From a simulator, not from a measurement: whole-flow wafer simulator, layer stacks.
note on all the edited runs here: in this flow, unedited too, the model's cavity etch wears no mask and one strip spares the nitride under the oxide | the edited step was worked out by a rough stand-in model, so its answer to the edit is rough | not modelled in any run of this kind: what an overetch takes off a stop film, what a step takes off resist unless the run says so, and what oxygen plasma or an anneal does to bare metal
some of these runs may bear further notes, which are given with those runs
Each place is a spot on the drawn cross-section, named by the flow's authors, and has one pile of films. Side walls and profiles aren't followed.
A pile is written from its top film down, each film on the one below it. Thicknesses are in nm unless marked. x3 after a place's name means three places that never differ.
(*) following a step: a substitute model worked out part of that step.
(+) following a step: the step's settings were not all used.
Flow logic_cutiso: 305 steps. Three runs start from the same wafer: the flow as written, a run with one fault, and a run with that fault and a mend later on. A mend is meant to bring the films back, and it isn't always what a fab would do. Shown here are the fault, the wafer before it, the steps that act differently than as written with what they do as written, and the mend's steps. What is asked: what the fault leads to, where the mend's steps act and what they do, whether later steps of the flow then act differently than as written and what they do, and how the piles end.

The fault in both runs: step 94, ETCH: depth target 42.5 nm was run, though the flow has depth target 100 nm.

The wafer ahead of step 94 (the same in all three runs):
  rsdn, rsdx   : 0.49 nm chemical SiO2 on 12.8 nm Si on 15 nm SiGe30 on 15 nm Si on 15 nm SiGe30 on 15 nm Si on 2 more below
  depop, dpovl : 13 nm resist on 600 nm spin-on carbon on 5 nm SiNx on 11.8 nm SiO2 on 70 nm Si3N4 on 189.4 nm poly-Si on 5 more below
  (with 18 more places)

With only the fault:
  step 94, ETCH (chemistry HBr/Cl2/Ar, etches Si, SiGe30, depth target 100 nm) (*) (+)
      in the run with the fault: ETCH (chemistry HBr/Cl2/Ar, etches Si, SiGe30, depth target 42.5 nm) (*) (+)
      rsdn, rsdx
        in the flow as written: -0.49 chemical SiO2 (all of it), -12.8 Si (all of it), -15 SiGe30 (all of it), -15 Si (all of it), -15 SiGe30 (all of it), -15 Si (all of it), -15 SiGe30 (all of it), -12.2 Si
        in the run with the fault: -0.49 chemical SiO2 (all of it), -12.8 Si (all of it), -15 SiGe30 (all of it), -14.7 Si
  Steps later in the flow that act otherwise than as written (not shown: 21 more steps that differ only slightly, by at most 2% or 0.5 nm, whichever is larger):
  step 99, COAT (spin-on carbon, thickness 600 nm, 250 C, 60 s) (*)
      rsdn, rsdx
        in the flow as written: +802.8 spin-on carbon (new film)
        in the run with the fault: +754.9 spin-on carbon (new film)
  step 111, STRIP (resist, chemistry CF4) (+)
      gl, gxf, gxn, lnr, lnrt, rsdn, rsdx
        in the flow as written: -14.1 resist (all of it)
        in the run with the fault: -13.5 resist (all of it)
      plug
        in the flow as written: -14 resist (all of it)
        in the run with the fault: -13.4 resist (all of it)
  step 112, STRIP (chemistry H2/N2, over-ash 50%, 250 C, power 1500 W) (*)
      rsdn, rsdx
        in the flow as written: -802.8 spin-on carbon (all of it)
        in the run with the fault: -754.9 spin-on carbon (all of it)
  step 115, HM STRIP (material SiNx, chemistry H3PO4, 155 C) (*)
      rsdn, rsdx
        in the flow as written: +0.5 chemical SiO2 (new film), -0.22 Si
        in the run with the fault: +0.5 chemical SiO2 (new film), -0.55 SiGe30
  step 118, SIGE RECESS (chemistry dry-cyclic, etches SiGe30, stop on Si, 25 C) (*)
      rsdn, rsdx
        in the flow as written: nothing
        in the run with the fault: -14.1 SiGe30 (all of it)
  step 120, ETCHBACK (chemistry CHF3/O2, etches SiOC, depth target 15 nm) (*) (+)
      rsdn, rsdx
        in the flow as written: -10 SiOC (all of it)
        in the run with the fault: -10 SiOC (all of it), -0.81 Si
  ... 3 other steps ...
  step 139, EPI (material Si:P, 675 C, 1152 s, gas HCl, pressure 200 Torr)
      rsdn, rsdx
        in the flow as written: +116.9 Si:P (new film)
        in the run with the fault: +79.2 Si:P (new film)
  By the end, the piles at rsdn, rsdx depart from the flow's by more than 2% or 0.5 nm, whichever is larger.
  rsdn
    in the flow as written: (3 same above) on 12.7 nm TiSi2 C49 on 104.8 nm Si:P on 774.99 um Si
    in the run with the fault: (3 same above) on 12.7 nm TiSi2 C49 on 67.1 nm Si:P on 9.68 nm Si on 15 nm SiGe30 on 775 um Si
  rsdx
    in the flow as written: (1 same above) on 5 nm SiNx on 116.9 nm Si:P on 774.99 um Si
    in the run with the fault: (1 same above) on 5 nm SiNx on 79.2 nm Si:P on 9.68 nm Si on 15 nm SiGe30 on 775 um Si

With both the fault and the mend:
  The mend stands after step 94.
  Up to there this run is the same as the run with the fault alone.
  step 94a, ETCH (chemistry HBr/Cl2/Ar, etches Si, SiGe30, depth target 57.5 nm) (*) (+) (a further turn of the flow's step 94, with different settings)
      rsdn, rsdx
        -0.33 Si (all of it), -15 SiGe30 (all of it), -15 Si (all of it), -15 SiGe30 (all of it), -12.2 Si
  Every later step of the flow that is run acts as written at every place that is followed.
  The piles end the same as the flow's at every place that both follow.
